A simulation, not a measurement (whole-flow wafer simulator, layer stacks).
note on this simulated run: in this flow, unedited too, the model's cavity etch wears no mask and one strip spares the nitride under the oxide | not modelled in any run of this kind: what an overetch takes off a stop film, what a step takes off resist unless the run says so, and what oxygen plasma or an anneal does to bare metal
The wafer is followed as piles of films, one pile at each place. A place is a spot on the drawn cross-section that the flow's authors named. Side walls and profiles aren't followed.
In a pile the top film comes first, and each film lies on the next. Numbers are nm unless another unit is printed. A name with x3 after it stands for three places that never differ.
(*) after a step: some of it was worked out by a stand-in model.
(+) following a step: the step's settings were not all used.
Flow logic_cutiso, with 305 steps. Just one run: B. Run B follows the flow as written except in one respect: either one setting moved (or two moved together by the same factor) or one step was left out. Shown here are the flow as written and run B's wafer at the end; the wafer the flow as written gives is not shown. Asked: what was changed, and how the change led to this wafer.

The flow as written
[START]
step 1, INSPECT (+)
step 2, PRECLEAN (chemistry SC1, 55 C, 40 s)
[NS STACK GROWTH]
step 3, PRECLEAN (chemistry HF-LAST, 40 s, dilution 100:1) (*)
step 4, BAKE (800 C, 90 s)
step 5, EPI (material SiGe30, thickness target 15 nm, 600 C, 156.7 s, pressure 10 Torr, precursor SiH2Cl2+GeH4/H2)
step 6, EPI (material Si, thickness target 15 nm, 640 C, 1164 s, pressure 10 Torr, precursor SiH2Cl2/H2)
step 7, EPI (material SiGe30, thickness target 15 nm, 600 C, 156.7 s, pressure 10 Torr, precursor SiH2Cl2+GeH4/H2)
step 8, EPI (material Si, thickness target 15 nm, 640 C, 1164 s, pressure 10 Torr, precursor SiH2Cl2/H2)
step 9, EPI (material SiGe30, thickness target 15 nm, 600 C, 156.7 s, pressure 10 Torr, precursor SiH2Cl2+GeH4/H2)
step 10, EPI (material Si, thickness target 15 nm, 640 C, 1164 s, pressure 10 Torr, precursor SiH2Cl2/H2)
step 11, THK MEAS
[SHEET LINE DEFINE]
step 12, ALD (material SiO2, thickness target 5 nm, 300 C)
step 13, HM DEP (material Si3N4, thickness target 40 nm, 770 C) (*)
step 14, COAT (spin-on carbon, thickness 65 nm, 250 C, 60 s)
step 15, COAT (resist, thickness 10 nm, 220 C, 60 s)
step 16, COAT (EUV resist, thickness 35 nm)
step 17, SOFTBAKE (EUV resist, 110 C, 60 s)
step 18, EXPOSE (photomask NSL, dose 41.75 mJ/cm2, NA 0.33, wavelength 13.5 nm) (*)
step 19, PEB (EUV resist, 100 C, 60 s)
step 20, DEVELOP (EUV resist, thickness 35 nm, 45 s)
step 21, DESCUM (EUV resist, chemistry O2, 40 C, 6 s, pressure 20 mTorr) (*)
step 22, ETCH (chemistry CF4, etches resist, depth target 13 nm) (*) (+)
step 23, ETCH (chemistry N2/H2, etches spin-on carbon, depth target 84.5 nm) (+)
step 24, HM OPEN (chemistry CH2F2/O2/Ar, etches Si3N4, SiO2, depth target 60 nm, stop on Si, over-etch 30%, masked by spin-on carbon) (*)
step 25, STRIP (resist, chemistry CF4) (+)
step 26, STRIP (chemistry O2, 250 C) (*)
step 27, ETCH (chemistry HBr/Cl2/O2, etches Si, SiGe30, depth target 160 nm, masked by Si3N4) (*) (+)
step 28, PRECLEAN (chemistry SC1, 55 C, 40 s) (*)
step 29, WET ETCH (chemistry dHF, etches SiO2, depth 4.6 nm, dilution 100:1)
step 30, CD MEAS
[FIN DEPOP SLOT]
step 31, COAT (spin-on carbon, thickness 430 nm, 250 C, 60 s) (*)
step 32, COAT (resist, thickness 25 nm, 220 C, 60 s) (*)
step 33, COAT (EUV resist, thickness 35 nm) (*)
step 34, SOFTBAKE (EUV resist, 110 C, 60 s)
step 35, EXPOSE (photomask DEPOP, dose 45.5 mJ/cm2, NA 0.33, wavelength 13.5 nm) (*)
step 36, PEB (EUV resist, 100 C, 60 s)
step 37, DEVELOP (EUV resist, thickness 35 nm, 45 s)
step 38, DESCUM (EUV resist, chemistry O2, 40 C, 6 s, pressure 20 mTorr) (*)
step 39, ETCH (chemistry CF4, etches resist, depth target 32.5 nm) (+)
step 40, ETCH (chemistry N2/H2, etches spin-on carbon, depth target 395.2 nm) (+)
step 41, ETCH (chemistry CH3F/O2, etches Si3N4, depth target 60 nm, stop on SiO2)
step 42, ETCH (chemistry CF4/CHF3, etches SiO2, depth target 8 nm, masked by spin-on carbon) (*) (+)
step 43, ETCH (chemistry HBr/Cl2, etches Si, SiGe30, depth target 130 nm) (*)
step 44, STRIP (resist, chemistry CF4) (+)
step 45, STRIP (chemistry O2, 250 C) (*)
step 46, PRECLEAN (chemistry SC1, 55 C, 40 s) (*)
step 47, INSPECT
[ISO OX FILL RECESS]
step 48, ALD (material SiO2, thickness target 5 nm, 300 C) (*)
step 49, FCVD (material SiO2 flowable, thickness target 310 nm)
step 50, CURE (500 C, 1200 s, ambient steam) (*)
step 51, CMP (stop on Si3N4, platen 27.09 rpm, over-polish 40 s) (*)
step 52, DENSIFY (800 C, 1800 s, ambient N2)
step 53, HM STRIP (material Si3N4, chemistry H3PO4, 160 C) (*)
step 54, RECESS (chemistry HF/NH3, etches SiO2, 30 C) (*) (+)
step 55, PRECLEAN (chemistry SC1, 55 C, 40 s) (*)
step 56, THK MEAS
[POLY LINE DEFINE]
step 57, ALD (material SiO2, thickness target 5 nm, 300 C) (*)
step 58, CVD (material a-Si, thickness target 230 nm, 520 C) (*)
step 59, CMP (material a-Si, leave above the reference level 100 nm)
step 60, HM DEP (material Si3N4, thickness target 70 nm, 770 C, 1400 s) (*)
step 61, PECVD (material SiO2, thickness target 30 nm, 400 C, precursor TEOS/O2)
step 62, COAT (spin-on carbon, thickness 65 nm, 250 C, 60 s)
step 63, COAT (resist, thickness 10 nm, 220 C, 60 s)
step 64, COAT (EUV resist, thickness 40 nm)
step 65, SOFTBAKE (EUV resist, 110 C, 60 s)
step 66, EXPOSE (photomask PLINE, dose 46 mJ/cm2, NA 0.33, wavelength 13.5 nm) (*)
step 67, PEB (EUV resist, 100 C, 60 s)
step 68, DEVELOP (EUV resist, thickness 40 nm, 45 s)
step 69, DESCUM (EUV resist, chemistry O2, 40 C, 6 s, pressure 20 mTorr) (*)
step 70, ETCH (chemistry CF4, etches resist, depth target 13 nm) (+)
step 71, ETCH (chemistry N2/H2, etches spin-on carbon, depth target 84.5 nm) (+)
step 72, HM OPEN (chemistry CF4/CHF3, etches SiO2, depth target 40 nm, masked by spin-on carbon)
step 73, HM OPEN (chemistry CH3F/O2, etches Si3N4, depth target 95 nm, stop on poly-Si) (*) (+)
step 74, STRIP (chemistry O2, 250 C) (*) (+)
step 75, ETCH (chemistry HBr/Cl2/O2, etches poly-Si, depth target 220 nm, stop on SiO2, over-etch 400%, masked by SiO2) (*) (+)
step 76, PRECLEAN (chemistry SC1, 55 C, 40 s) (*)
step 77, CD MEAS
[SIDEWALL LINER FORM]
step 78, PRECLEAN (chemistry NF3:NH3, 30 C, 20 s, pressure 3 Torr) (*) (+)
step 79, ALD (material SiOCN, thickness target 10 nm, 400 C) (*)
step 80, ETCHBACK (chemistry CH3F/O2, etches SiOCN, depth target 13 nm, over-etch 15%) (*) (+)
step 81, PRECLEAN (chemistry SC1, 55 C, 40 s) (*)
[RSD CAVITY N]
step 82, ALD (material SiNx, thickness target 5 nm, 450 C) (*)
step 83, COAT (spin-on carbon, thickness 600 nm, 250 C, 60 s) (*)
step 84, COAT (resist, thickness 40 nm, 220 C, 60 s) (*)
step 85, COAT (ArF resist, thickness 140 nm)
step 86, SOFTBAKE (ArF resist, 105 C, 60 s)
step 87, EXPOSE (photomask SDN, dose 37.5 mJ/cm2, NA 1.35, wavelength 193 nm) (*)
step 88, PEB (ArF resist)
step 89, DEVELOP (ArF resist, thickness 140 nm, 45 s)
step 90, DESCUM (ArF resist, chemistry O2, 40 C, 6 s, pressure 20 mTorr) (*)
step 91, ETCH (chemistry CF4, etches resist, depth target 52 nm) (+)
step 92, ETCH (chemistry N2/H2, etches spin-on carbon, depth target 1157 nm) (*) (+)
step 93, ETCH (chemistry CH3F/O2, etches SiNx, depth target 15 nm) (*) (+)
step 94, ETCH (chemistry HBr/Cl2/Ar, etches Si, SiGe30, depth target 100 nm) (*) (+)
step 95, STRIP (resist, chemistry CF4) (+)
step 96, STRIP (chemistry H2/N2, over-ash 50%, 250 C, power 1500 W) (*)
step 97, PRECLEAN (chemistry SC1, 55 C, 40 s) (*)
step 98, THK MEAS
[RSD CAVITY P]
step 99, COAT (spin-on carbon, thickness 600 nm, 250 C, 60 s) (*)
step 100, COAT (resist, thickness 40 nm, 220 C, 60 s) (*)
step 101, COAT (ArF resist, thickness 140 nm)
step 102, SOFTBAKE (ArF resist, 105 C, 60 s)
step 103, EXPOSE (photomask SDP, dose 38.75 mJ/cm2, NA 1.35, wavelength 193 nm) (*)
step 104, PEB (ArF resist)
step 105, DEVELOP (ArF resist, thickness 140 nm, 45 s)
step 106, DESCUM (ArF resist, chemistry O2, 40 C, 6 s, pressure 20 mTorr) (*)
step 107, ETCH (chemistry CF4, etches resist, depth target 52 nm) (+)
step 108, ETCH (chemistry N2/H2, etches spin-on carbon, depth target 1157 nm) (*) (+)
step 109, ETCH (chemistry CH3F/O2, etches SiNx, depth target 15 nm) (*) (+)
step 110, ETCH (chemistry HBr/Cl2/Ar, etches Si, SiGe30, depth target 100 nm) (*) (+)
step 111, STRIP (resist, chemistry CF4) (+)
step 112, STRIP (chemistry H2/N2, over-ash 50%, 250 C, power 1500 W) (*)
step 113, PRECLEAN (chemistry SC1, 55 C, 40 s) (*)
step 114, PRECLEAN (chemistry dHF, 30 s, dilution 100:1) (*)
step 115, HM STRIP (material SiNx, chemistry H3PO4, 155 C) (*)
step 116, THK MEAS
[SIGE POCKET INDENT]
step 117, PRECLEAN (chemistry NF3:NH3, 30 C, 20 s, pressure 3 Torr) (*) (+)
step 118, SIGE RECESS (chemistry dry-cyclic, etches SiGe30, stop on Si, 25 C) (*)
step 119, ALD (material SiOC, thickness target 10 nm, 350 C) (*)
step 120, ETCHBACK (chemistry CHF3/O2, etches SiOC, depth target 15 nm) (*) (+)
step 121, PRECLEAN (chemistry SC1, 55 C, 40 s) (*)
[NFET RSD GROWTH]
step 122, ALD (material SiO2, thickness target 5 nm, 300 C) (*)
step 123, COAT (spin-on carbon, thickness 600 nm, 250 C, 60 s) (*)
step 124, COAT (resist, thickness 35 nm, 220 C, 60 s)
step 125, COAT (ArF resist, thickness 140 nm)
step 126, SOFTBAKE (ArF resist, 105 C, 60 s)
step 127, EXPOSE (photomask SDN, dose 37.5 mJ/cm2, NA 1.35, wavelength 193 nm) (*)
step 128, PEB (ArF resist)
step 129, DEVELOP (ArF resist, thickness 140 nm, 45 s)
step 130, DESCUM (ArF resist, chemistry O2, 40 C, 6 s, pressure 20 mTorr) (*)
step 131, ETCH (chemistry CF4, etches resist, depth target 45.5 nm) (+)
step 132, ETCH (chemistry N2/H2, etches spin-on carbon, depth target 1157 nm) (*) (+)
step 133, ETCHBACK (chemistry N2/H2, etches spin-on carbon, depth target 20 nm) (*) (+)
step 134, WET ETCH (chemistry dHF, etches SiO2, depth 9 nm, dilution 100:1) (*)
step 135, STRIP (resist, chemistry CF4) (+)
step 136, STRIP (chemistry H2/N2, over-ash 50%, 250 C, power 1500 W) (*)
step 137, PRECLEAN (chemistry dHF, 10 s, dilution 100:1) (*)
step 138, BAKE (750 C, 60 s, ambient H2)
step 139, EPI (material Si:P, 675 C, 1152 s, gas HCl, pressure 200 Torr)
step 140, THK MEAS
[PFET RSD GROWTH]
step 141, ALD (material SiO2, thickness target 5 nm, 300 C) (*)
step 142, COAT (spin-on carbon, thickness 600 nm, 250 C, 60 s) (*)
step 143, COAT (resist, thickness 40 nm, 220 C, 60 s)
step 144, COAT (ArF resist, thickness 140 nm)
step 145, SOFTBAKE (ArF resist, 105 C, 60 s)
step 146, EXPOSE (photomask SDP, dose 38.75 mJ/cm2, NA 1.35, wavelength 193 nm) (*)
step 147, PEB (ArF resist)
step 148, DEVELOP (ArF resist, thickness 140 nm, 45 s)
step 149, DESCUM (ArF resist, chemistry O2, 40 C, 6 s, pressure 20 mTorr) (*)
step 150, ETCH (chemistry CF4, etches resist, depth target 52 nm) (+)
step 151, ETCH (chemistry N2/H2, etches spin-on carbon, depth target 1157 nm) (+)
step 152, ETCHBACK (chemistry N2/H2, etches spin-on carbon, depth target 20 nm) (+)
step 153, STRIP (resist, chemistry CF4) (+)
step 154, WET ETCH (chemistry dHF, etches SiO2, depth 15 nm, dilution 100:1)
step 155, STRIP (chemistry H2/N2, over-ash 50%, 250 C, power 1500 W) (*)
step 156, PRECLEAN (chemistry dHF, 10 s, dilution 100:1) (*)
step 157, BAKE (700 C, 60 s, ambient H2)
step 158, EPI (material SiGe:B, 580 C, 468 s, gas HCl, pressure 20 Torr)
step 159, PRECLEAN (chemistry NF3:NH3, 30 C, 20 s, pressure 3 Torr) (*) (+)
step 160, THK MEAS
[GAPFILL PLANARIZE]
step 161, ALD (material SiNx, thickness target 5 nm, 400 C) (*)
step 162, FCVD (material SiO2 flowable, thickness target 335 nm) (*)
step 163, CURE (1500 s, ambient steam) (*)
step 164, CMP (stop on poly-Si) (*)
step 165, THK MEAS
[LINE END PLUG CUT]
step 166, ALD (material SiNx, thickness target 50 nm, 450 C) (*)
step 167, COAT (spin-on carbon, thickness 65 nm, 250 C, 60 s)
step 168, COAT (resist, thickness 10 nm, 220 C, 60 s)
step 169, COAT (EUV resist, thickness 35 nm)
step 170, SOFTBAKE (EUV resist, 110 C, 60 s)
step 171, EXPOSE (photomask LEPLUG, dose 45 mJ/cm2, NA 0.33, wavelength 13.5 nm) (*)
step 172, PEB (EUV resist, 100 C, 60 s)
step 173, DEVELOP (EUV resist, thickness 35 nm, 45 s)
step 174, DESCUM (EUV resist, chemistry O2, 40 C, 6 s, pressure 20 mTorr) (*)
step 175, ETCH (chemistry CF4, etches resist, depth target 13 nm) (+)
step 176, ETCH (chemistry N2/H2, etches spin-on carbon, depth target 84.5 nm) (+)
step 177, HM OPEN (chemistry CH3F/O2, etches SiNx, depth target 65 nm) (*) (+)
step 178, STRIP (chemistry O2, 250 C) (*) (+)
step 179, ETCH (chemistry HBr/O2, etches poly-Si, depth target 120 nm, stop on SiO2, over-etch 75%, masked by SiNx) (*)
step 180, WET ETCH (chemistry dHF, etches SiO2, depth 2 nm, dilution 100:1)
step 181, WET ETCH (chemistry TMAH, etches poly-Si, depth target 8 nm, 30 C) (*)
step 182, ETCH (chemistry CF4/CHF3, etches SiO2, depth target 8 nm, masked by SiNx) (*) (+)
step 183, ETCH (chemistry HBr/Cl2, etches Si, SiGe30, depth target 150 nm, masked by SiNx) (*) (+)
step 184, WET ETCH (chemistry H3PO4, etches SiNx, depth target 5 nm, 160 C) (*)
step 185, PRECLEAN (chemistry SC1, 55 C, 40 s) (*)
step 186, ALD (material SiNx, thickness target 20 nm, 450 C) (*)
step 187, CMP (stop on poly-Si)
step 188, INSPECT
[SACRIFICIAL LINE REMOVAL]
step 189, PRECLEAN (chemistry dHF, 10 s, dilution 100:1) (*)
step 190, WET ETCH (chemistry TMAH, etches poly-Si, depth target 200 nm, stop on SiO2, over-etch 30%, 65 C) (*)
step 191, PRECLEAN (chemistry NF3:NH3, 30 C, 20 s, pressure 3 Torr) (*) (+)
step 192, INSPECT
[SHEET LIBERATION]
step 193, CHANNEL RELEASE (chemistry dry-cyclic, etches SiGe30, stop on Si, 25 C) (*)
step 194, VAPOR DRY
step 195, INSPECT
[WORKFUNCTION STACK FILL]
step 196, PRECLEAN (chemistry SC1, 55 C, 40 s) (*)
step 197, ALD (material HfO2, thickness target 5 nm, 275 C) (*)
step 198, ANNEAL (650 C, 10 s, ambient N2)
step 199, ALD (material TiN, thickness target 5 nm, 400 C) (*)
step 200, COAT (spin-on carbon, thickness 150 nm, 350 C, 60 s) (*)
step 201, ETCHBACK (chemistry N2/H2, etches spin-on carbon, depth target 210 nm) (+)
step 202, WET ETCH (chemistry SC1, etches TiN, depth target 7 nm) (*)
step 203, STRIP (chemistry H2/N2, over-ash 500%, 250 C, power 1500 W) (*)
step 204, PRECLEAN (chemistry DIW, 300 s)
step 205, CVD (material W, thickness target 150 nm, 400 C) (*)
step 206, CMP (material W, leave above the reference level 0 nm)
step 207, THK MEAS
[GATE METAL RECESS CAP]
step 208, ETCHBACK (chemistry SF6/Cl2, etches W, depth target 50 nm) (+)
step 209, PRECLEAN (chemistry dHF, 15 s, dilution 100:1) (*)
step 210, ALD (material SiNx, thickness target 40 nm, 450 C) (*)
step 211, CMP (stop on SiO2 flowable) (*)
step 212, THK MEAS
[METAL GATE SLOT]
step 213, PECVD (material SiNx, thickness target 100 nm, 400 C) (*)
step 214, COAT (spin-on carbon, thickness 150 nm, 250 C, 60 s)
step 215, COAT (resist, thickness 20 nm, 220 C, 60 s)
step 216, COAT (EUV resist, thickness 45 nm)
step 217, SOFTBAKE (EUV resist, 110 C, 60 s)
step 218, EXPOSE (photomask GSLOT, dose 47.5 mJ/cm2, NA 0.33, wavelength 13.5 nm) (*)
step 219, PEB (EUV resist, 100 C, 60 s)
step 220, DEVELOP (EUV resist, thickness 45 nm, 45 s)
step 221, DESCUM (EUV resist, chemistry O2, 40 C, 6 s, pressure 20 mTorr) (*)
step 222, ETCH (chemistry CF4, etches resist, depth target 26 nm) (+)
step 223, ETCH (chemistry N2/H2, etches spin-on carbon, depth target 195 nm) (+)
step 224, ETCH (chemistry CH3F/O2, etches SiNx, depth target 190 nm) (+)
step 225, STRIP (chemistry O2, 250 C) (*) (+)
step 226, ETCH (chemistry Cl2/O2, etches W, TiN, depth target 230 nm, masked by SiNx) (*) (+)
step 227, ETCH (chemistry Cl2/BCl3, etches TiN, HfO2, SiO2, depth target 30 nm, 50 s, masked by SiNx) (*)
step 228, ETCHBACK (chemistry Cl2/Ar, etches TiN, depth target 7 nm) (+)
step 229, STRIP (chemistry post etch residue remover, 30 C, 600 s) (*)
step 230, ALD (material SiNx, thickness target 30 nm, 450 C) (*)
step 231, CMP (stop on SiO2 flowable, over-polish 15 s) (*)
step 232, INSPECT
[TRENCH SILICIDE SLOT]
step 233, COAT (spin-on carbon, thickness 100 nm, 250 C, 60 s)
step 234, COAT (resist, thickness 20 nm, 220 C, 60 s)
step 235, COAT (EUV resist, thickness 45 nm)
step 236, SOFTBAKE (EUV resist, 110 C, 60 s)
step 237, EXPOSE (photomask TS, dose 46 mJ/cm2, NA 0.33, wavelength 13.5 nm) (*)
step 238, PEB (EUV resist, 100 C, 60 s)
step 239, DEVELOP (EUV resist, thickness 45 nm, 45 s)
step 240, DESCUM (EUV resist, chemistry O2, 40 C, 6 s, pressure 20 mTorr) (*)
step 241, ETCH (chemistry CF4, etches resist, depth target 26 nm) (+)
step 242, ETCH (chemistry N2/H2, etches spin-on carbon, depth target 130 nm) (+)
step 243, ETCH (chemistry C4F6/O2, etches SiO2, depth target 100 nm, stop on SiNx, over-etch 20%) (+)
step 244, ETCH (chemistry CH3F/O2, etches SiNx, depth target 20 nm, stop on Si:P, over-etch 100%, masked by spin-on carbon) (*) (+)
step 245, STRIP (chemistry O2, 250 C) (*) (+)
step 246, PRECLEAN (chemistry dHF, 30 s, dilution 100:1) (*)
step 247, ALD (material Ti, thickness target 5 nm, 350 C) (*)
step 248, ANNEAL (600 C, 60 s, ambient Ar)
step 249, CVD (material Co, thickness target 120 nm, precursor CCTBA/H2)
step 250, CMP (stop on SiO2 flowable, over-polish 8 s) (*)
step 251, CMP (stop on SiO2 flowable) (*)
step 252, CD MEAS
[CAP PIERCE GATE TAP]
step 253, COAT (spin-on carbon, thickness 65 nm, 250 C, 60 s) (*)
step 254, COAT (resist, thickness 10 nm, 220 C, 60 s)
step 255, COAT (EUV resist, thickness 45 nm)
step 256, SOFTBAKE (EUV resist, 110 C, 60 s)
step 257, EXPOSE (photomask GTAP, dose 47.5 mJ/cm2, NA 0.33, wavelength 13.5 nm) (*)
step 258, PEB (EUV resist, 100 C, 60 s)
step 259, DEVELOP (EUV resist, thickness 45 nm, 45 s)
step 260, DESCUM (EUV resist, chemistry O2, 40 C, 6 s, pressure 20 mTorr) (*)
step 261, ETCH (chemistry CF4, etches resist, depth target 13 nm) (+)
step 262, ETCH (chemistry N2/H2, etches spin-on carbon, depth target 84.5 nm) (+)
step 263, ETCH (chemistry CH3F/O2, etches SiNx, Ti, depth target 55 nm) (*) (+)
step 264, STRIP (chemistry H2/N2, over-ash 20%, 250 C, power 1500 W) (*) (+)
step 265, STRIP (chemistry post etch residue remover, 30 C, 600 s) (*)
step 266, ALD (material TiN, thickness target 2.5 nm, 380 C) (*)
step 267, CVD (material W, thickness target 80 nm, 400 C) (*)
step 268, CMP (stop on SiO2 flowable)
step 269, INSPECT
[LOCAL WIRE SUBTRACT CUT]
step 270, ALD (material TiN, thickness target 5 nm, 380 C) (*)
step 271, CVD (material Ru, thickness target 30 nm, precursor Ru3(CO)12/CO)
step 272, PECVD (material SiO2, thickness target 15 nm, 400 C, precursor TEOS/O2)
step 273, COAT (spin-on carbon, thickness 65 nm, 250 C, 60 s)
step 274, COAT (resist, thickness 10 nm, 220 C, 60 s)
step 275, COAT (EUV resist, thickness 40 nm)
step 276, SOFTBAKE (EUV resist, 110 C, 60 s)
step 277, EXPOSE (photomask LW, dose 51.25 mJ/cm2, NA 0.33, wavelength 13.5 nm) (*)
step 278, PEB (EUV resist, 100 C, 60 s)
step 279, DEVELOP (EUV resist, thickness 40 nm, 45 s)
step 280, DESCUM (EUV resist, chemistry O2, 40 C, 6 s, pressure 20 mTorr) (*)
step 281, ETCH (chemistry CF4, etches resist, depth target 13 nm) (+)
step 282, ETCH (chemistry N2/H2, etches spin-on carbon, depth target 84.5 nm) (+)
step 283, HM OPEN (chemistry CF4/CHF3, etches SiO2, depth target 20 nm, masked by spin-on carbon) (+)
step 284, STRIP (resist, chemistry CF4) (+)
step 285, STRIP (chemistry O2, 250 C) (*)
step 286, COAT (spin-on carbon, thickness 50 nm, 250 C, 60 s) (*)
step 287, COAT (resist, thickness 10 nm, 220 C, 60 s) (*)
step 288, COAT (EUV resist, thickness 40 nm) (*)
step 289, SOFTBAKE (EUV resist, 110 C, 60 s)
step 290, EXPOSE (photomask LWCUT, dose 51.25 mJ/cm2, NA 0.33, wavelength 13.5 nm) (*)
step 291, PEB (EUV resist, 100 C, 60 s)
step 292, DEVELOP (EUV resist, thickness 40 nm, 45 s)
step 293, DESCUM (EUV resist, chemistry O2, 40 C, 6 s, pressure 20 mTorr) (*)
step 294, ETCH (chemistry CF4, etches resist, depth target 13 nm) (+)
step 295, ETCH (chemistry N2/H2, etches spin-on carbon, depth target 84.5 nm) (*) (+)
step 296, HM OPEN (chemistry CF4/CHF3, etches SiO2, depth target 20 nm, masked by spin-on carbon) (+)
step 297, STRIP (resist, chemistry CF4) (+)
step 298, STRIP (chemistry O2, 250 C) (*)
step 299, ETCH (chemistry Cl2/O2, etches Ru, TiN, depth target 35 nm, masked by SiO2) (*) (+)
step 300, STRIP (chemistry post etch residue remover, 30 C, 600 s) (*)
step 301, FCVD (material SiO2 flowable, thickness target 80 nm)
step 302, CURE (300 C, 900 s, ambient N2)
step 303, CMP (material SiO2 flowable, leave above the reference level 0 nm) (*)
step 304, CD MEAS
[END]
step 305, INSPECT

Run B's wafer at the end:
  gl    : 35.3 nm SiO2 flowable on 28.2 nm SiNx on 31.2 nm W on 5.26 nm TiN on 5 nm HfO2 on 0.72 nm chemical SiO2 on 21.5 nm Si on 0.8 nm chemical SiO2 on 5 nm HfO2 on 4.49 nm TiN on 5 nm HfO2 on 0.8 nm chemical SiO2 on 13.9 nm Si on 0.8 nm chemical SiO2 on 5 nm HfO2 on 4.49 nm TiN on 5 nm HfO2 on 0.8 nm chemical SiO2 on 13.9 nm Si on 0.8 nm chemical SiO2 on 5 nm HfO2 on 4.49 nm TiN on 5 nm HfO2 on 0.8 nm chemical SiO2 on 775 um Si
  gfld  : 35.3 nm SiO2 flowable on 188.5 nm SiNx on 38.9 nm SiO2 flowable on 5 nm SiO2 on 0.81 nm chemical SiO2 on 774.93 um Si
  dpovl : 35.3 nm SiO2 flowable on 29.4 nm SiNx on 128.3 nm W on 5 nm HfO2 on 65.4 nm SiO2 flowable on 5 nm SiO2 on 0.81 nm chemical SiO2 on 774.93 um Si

The reason: step 10, EPI: thickness target 23.6 nm was run, whereas the flow has thickness target 15 nm; step 10, EPI: 1834 s was run, where the flow has 1164 s.

Step by step, how the change led to this:
  step 10, EPI (material Si, thickness target 15 nm, 640 C, 1164 s, pressure 10 Torr, precursor SiH2Cl2/H2)
      depop, dpovl, gfld and 19 more: Si gains 23.6 (new film) (in the flow as written it would be: Si gains 15 (new film))
  step 27, ETCH (chemistry HBr/Cl2/O2, etches Si, SiGe30, depth target 160 nm, masked by Si3N4) (*) (+)
      gfld, gxf, iso, lnri: chemical SiO2 loses 0.79 (all of it), Si loses 20 (all of it), SiGe30 loses 15 (all of it), Si loses 15 (all of it), SiGe30 loses 15 (all of it), Si loses 15 (all of it), SiGe30 loses 15 (all of it), Si loses 65 (in the flow as written it would be: chemical SiO2 loses 0.79 (all of it), Si loses 11.4 (all of it), SiGe30 loses 15 (all of it), Si loses 15 (all of it), SiGe30 loses 15 (all of it), Si loses 15 (all of it), SiGe30 loses 15 (all of it), Si loses 73.6)
      dpovl, nsgap: chemical SiO2 loses 0.79 (all of it), Si loses 20.4 (all of it), SiGe30 loses 15 (all of it), Si loses 15 (all of it), SiGe30 loses 15 (all of it), Si loses 15 (all of it), SiGe30 loses 15 (all of it), Si loses 64.6 (in the flow as written it would be: chemical SiO2 loses 0.79 (all of it), Si loses 11.8 (all of it), SiGe30 loses 15 (all of it), Si loses 15 (all of it), SiGe30 loses 15 (all of it), Si loses 15 (all of it), SiGe30 loses 15 (all of it), Si loses 73.2)
      (as well as at 1 more place)
  step 43, ETCH (chemistry HBr/Cl2, etches Si, SiGe30, depth target 130 nm) (*)
      depop: Si loses 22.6 (all of it), SiGe30 loses 15 (all of it), Si loses 15 (all of it), SiGe30 loses 15 (all of it), Si loses 15 (all of it), SiGe30 loses 15 (all of it), Si loses 32.3 (in the flow as written it would be: Si loses 14 (all of it), SiGe30 loses 15 (all of it), Si loses 15 (all of it), SiGe30 loses 15 (all of it), Si loses 15 (all of it), SiGe30 loses 15 (all of it), Si loses 41)
  step 94, ETCH (chemistry HBr/Cl2/Ar, etches Si, SiGe30, depth target 100 nm) (*) (+)
      rsdn, rsdx: chemical SiO2 loses 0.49 (all of it), Si loses 21.4 (all of it), SiGe30 loses 15 (all of it), Si loses 15 (all of it), SiGe30 loses 15 (all of it), Si loses 15 (all of it), SiGe30 loses 15 (all of it), Si loses 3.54 (in the flow as written it would be: chemical SiO2 loses 0.49 (all of it), Si loses 12.8 (all of it), SiGe30 loses 15 (all of it), Si loses 15 (all of it), SiGe30 loses 15 (all of it), Si loses 15 (all of it), SiGe30 loses 15 (all of it), Si loses 12.2)
  step 110, ETCH (chemistry HBr/Cl2/Ar, etches Si, SiGe30, depth target 100 nm) (*) (+)
      rsdp, rsdw: chemical SiO2 loses 0.49 (all of it), Si loses 21.4 (all of it), SiGe30 loses 15 (all of it), Si loses 15 (all of it), SiGe30 loses 15 (all of it), Si loses 15 (all of it), SiGe30 loses 15 (all of it), Si loses 3.54 (in the flow as written it would be: chemical SiO2 loses 0.49 (all of it), Si loses 12.8 (all of it), SiGe30 loses 15 (all of it), Si loses 15 (all of it), SiGe30 loses 15 (all of it), Si loses 15 (all of it), SiGe30 loses 15 (all of it), Si loses 12.2)
  step 183, ETCH (chemistry HBr/Cl2, etches Si, SiGe30, depth target 150 nm, masked by SiNx) (*) (+)
      plug: Si loses 22.2 (all of it), SiGe30 loses 15 (all of it), Si loses 15 (all of it), SiGe30 loses 15 (all of it), Si loses 15 (all of it), SiGe30 loses 15 (all of it), Si loses 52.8 (in the flow as written it would be: Si loses 13.6 (all of it), SiGe30 loses 15 (all of it), Si loses 15 (all of it), SiGe30 loses 15 (all of it), Si loses 15 (all of it), SiGe30 loses 15 (all of it), Si loses 61.4)
